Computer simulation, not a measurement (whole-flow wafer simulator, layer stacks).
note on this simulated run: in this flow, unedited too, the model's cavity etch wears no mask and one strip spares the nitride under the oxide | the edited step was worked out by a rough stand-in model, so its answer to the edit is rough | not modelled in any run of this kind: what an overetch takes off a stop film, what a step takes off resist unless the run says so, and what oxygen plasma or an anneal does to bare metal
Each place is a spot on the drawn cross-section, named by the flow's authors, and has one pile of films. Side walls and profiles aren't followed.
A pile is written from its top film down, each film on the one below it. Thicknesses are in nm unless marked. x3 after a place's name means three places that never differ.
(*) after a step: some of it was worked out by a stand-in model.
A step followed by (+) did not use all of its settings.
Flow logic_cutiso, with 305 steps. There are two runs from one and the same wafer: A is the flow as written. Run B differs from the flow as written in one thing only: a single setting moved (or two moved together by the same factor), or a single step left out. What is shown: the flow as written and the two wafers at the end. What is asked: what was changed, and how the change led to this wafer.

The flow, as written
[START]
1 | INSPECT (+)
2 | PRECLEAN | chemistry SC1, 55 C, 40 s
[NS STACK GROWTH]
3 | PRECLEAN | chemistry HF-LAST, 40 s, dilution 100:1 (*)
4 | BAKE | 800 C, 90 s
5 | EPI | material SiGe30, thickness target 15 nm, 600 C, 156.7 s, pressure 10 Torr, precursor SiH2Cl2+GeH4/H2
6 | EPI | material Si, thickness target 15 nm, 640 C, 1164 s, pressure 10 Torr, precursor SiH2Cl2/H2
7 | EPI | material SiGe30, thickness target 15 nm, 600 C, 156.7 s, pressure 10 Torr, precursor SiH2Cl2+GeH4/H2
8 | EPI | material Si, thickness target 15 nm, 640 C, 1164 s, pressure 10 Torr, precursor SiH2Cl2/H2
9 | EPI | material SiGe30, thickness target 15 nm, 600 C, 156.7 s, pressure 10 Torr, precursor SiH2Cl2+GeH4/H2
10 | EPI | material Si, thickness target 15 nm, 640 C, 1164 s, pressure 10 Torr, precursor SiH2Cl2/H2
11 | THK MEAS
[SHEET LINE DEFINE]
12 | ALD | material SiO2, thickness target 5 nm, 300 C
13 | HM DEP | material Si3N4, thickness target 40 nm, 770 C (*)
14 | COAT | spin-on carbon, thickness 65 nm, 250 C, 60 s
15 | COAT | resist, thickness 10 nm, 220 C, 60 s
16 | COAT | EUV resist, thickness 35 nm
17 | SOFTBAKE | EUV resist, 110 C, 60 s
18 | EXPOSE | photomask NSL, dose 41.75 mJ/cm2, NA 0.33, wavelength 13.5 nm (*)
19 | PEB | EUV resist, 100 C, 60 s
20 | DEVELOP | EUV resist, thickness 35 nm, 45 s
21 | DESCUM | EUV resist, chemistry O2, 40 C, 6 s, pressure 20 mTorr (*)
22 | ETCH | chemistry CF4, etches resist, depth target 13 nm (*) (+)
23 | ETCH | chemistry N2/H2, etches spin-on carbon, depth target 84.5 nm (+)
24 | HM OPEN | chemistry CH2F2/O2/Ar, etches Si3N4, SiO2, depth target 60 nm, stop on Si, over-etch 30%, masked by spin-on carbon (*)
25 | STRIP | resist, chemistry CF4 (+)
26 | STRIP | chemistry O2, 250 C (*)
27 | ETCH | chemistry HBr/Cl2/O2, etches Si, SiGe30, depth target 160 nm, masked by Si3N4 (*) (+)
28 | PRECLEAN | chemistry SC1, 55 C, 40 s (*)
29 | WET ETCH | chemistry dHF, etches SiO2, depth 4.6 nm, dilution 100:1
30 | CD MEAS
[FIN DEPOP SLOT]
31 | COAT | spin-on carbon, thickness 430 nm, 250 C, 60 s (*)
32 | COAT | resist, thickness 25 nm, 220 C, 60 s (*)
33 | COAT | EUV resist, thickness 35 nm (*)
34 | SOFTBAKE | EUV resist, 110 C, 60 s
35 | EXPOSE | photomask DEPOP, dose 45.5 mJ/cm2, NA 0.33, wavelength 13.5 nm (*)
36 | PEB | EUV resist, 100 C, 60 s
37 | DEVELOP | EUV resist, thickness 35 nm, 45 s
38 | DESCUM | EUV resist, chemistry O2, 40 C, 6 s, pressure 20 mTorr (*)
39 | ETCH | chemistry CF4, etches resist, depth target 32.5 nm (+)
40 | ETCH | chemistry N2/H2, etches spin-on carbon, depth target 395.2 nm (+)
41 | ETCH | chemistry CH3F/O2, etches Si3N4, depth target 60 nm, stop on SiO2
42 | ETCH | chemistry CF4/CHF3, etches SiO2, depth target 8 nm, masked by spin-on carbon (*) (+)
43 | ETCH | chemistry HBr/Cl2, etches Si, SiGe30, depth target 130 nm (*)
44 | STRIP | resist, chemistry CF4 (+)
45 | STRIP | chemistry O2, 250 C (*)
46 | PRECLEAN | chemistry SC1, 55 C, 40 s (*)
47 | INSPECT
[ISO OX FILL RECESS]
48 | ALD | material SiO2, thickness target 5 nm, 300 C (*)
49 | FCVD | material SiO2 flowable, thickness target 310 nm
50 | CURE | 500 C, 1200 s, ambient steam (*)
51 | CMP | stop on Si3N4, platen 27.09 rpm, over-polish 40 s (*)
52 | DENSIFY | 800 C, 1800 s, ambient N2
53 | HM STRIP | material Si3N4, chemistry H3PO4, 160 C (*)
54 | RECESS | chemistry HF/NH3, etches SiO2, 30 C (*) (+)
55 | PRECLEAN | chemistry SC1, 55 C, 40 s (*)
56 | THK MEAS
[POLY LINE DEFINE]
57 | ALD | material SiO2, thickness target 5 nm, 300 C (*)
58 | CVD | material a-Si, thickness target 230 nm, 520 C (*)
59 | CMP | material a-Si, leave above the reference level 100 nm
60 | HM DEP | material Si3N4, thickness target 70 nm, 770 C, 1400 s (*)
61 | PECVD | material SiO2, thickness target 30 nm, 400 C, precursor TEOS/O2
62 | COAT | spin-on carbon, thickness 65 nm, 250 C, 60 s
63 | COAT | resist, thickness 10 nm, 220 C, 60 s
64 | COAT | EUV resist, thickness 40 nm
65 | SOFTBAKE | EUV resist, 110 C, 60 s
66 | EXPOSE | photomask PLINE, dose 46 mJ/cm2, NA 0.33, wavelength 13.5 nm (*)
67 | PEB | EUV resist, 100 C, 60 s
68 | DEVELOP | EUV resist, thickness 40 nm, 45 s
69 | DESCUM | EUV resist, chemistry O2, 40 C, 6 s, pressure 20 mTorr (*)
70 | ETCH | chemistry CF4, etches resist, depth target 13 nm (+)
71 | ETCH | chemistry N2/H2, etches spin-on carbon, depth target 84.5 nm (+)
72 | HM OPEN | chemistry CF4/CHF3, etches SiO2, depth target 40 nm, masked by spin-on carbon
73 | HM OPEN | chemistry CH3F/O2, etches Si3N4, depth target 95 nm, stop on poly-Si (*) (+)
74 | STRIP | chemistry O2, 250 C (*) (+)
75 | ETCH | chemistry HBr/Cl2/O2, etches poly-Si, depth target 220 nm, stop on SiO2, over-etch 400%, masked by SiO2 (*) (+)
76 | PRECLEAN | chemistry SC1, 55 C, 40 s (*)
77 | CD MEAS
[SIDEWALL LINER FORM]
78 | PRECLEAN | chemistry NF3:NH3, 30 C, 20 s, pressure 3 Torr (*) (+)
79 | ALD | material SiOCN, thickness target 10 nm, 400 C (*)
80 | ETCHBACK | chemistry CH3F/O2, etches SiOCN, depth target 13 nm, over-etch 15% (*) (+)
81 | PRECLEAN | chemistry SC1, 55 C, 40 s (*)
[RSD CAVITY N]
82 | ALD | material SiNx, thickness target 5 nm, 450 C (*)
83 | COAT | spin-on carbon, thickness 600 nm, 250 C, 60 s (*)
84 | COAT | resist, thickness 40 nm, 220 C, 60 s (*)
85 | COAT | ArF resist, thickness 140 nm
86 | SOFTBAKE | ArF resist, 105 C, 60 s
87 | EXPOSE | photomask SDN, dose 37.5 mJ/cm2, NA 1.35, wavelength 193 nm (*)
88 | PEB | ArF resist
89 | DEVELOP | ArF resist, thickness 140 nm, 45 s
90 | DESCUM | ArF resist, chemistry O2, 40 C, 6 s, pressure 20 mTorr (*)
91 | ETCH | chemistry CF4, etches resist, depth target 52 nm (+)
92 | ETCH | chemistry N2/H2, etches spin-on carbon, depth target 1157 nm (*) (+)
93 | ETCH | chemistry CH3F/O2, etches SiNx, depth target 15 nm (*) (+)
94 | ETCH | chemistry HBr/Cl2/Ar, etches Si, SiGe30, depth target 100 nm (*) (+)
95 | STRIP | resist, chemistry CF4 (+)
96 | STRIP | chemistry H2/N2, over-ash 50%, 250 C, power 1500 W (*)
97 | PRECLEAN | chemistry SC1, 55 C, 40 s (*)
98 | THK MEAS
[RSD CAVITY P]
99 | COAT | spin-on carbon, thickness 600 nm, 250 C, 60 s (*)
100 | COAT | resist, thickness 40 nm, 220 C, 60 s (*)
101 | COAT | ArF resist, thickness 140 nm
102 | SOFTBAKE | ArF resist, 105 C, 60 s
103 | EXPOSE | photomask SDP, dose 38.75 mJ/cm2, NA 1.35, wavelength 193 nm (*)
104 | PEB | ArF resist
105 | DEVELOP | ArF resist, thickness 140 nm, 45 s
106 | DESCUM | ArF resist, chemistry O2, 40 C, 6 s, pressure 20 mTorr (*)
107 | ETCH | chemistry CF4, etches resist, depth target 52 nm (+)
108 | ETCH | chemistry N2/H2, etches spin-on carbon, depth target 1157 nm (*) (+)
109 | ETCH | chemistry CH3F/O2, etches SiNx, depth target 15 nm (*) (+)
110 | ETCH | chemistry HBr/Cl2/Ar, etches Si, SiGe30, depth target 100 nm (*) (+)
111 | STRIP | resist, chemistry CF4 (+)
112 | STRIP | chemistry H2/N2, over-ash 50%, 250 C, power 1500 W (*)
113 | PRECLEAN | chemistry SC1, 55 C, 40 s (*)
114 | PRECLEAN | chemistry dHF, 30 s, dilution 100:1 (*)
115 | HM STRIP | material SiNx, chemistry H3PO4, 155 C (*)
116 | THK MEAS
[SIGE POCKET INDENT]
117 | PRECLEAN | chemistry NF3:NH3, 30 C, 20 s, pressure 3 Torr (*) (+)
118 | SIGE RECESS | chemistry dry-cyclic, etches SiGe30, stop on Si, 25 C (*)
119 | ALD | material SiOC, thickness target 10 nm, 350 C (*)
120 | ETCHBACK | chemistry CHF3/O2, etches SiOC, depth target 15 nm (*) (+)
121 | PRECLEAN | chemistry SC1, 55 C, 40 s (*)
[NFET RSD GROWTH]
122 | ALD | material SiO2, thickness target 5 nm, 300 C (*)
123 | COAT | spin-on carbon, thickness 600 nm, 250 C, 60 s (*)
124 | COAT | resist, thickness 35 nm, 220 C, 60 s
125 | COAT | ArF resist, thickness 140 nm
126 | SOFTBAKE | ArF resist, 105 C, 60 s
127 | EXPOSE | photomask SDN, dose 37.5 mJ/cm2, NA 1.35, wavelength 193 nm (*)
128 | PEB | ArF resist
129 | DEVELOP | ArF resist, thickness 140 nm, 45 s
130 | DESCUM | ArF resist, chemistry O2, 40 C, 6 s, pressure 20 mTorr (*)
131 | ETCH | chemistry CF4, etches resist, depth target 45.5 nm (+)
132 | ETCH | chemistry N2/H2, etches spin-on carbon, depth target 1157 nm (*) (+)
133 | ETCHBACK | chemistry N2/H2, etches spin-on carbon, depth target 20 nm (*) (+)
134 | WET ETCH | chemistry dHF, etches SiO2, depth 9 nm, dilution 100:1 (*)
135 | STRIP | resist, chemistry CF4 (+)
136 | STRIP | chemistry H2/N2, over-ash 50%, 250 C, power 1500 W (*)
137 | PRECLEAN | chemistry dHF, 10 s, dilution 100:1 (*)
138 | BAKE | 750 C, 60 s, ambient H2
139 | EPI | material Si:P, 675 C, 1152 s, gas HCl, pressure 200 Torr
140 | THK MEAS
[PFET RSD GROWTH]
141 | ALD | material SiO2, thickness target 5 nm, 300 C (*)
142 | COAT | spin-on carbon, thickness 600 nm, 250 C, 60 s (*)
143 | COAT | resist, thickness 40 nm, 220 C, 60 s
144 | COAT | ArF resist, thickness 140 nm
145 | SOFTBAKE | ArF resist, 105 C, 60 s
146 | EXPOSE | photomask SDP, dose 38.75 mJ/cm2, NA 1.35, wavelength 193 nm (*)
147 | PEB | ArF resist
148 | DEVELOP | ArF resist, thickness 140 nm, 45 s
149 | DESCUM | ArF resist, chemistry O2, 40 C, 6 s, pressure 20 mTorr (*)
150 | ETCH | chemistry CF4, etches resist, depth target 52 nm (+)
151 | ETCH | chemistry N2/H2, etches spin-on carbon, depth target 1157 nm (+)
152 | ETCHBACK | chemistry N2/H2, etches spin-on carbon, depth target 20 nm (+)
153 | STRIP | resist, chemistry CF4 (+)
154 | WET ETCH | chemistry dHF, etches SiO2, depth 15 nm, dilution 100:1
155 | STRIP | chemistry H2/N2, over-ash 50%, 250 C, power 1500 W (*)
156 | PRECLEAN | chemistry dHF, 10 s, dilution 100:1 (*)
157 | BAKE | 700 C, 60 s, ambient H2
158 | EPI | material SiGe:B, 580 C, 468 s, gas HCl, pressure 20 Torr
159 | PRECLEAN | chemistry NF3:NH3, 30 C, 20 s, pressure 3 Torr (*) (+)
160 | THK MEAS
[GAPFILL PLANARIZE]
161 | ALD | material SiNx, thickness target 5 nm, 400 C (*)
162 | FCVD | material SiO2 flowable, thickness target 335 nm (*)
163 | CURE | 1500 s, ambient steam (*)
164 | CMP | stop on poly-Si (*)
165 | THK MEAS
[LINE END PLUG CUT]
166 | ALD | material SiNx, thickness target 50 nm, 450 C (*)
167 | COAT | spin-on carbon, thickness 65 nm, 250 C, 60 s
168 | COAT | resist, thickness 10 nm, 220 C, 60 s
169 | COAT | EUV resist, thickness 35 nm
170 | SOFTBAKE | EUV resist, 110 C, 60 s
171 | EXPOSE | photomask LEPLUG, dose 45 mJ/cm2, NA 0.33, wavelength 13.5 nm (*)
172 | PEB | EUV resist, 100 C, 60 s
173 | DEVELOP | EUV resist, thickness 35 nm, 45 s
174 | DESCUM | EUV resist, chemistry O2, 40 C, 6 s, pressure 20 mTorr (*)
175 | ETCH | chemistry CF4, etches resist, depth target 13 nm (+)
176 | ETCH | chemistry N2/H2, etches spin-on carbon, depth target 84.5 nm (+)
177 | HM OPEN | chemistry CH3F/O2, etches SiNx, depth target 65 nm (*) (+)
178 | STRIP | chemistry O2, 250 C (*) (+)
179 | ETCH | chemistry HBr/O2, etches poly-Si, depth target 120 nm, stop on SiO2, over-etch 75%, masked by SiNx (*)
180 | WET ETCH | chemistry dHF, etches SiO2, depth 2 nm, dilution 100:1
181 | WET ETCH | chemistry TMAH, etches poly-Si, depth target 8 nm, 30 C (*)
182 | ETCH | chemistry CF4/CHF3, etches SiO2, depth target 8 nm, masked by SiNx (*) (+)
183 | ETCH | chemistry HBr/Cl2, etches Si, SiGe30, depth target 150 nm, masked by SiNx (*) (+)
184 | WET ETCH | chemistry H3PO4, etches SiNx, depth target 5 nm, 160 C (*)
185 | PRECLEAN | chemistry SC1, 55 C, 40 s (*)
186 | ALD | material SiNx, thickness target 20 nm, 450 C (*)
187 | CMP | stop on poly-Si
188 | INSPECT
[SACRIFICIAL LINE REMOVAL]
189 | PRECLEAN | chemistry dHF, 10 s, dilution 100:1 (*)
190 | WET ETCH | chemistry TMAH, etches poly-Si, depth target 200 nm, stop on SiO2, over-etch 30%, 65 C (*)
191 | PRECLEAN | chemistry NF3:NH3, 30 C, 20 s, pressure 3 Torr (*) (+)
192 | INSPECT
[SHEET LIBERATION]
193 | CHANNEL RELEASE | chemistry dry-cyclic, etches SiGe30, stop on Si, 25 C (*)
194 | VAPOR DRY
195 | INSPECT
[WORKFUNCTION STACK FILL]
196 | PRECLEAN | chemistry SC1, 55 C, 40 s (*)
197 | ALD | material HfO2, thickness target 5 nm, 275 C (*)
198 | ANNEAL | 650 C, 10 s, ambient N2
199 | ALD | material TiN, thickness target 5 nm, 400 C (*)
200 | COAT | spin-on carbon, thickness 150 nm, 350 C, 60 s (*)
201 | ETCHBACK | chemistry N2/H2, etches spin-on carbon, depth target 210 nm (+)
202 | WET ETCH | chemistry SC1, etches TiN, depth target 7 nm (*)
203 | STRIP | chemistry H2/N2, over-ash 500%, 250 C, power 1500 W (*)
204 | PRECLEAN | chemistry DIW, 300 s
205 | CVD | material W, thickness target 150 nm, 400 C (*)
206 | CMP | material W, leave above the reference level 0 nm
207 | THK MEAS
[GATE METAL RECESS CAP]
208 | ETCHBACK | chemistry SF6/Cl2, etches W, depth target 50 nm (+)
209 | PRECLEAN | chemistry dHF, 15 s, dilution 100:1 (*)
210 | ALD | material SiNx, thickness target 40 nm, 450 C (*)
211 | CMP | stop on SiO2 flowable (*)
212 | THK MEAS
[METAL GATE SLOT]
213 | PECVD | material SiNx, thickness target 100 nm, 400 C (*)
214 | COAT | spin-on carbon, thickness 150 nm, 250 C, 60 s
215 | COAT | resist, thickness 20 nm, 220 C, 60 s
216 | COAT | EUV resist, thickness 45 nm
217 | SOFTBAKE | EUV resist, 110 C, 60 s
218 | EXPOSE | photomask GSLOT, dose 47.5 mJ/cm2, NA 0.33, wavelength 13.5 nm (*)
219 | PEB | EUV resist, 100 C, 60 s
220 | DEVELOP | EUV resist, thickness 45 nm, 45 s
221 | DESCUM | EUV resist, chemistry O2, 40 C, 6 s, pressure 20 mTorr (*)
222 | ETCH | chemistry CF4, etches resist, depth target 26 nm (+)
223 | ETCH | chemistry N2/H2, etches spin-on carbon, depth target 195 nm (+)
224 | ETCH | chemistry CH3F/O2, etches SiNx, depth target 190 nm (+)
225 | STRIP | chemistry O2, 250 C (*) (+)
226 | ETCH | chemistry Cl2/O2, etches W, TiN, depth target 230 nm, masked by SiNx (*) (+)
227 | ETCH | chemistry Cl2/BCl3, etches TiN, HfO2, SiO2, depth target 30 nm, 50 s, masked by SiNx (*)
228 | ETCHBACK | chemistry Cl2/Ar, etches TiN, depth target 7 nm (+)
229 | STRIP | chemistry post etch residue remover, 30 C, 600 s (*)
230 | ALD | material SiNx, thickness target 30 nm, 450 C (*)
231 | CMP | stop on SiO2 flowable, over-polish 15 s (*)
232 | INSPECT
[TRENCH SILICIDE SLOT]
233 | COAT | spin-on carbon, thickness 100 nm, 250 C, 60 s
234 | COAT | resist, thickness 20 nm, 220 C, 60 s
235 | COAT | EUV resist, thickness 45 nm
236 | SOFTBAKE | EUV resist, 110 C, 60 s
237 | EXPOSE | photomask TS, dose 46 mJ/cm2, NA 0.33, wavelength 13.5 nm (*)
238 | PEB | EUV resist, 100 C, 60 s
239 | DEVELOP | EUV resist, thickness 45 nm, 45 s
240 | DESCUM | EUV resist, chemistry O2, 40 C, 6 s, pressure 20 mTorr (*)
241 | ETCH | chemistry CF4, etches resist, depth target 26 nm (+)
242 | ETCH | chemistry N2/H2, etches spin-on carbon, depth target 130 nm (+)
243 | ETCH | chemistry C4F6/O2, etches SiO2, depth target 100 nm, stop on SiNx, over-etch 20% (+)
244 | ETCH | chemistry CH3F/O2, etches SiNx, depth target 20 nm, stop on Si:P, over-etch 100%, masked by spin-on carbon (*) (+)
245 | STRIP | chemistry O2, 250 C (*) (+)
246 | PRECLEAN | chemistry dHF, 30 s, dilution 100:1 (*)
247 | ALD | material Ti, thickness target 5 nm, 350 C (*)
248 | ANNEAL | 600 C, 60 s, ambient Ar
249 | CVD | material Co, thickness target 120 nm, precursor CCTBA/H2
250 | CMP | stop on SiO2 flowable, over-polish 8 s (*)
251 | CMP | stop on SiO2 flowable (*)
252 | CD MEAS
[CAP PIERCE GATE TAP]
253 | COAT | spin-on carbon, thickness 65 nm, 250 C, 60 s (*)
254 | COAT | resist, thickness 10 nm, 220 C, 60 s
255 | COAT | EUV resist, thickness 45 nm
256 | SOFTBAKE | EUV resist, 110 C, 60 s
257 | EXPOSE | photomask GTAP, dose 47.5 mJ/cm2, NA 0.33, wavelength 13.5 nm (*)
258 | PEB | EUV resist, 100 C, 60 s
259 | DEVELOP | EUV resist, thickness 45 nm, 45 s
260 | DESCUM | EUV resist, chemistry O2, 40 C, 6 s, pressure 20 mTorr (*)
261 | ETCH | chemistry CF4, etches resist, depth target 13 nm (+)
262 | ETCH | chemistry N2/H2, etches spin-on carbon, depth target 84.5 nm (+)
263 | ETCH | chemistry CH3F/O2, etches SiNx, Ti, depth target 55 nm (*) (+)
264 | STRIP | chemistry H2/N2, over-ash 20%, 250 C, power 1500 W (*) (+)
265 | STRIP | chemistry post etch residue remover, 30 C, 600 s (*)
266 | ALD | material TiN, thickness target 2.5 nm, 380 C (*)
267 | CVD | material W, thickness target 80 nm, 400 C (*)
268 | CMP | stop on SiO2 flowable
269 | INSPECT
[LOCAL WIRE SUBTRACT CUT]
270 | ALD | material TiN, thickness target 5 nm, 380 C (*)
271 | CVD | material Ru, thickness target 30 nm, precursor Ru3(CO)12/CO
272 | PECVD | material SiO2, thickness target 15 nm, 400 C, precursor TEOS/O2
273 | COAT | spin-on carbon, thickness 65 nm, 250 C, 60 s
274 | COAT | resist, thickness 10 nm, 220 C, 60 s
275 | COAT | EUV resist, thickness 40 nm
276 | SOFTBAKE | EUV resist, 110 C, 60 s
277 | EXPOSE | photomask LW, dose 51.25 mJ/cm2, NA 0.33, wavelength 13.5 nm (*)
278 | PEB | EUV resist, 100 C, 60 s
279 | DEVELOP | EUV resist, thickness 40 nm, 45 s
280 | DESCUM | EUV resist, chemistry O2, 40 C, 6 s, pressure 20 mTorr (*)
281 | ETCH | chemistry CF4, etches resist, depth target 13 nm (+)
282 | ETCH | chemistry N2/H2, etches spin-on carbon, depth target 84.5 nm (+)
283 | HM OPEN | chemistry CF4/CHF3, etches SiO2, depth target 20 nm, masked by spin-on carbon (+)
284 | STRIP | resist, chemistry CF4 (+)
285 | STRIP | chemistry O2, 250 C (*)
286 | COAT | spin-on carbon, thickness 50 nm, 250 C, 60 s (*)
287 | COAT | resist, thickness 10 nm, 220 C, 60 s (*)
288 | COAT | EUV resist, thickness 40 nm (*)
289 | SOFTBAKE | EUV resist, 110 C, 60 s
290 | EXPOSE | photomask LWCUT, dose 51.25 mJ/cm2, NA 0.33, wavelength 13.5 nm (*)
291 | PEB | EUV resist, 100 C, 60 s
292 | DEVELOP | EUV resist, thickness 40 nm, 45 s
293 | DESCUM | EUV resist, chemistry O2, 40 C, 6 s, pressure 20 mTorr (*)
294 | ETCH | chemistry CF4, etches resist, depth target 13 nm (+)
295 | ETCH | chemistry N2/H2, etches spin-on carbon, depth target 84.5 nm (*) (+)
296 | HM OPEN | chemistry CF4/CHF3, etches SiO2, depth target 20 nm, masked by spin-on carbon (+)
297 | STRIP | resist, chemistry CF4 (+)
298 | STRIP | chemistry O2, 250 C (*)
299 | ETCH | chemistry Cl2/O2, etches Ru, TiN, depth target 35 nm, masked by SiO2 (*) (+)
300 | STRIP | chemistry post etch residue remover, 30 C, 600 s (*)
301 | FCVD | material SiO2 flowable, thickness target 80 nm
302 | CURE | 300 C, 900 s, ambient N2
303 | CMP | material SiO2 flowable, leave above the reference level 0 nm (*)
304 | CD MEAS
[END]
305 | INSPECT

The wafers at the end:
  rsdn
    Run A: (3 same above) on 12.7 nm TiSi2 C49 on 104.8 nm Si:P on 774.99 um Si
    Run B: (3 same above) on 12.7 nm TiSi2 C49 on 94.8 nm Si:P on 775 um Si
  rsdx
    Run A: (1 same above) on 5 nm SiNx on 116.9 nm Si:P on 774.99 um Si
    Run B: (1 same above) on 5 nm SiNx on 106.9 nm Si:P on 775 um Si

What caused this: step 94, ETCH: depth target 90 nm was run, whereas the flow has depth target 100 nm.

Step by step, how the change led to this:
  94 | ETCH | chemistry HBr/Cl2/Ar, etches Si, SiGe30, depth target 100 nm (*) (+)
      rsdn, rsdx: A -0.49 chemical SiO2 (all of it), -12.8 Si (all of it), -15 SiGe30 (all of it), -15 Si (all of it), -15 SiGe30 (all of it), -15 Si (all of it), -15 SiGe30 (all of it), -12.2 Si | B -0.49 chemical SiO2 (all of it), -12.8 Si (all of it), -15 SiGe30 (all of it), -15 Si (all of it), -15 SiGe30 (all of it), -15 Si (all of it), -15 SiGe30 (all of it), -2.16 Si
  135 | STRIP | resist, chemistry CF4 (+)
      tap: A -12.2 Si3N4 | B -12.8 Si3N4
  139 | EPI | material Si:P, 675 C, 1152 s, gas HCl, pressure 200 Torr
      rsdn, rsdx: A +116.9 Si:P (new film) | B +106.9 Si:P (new film)
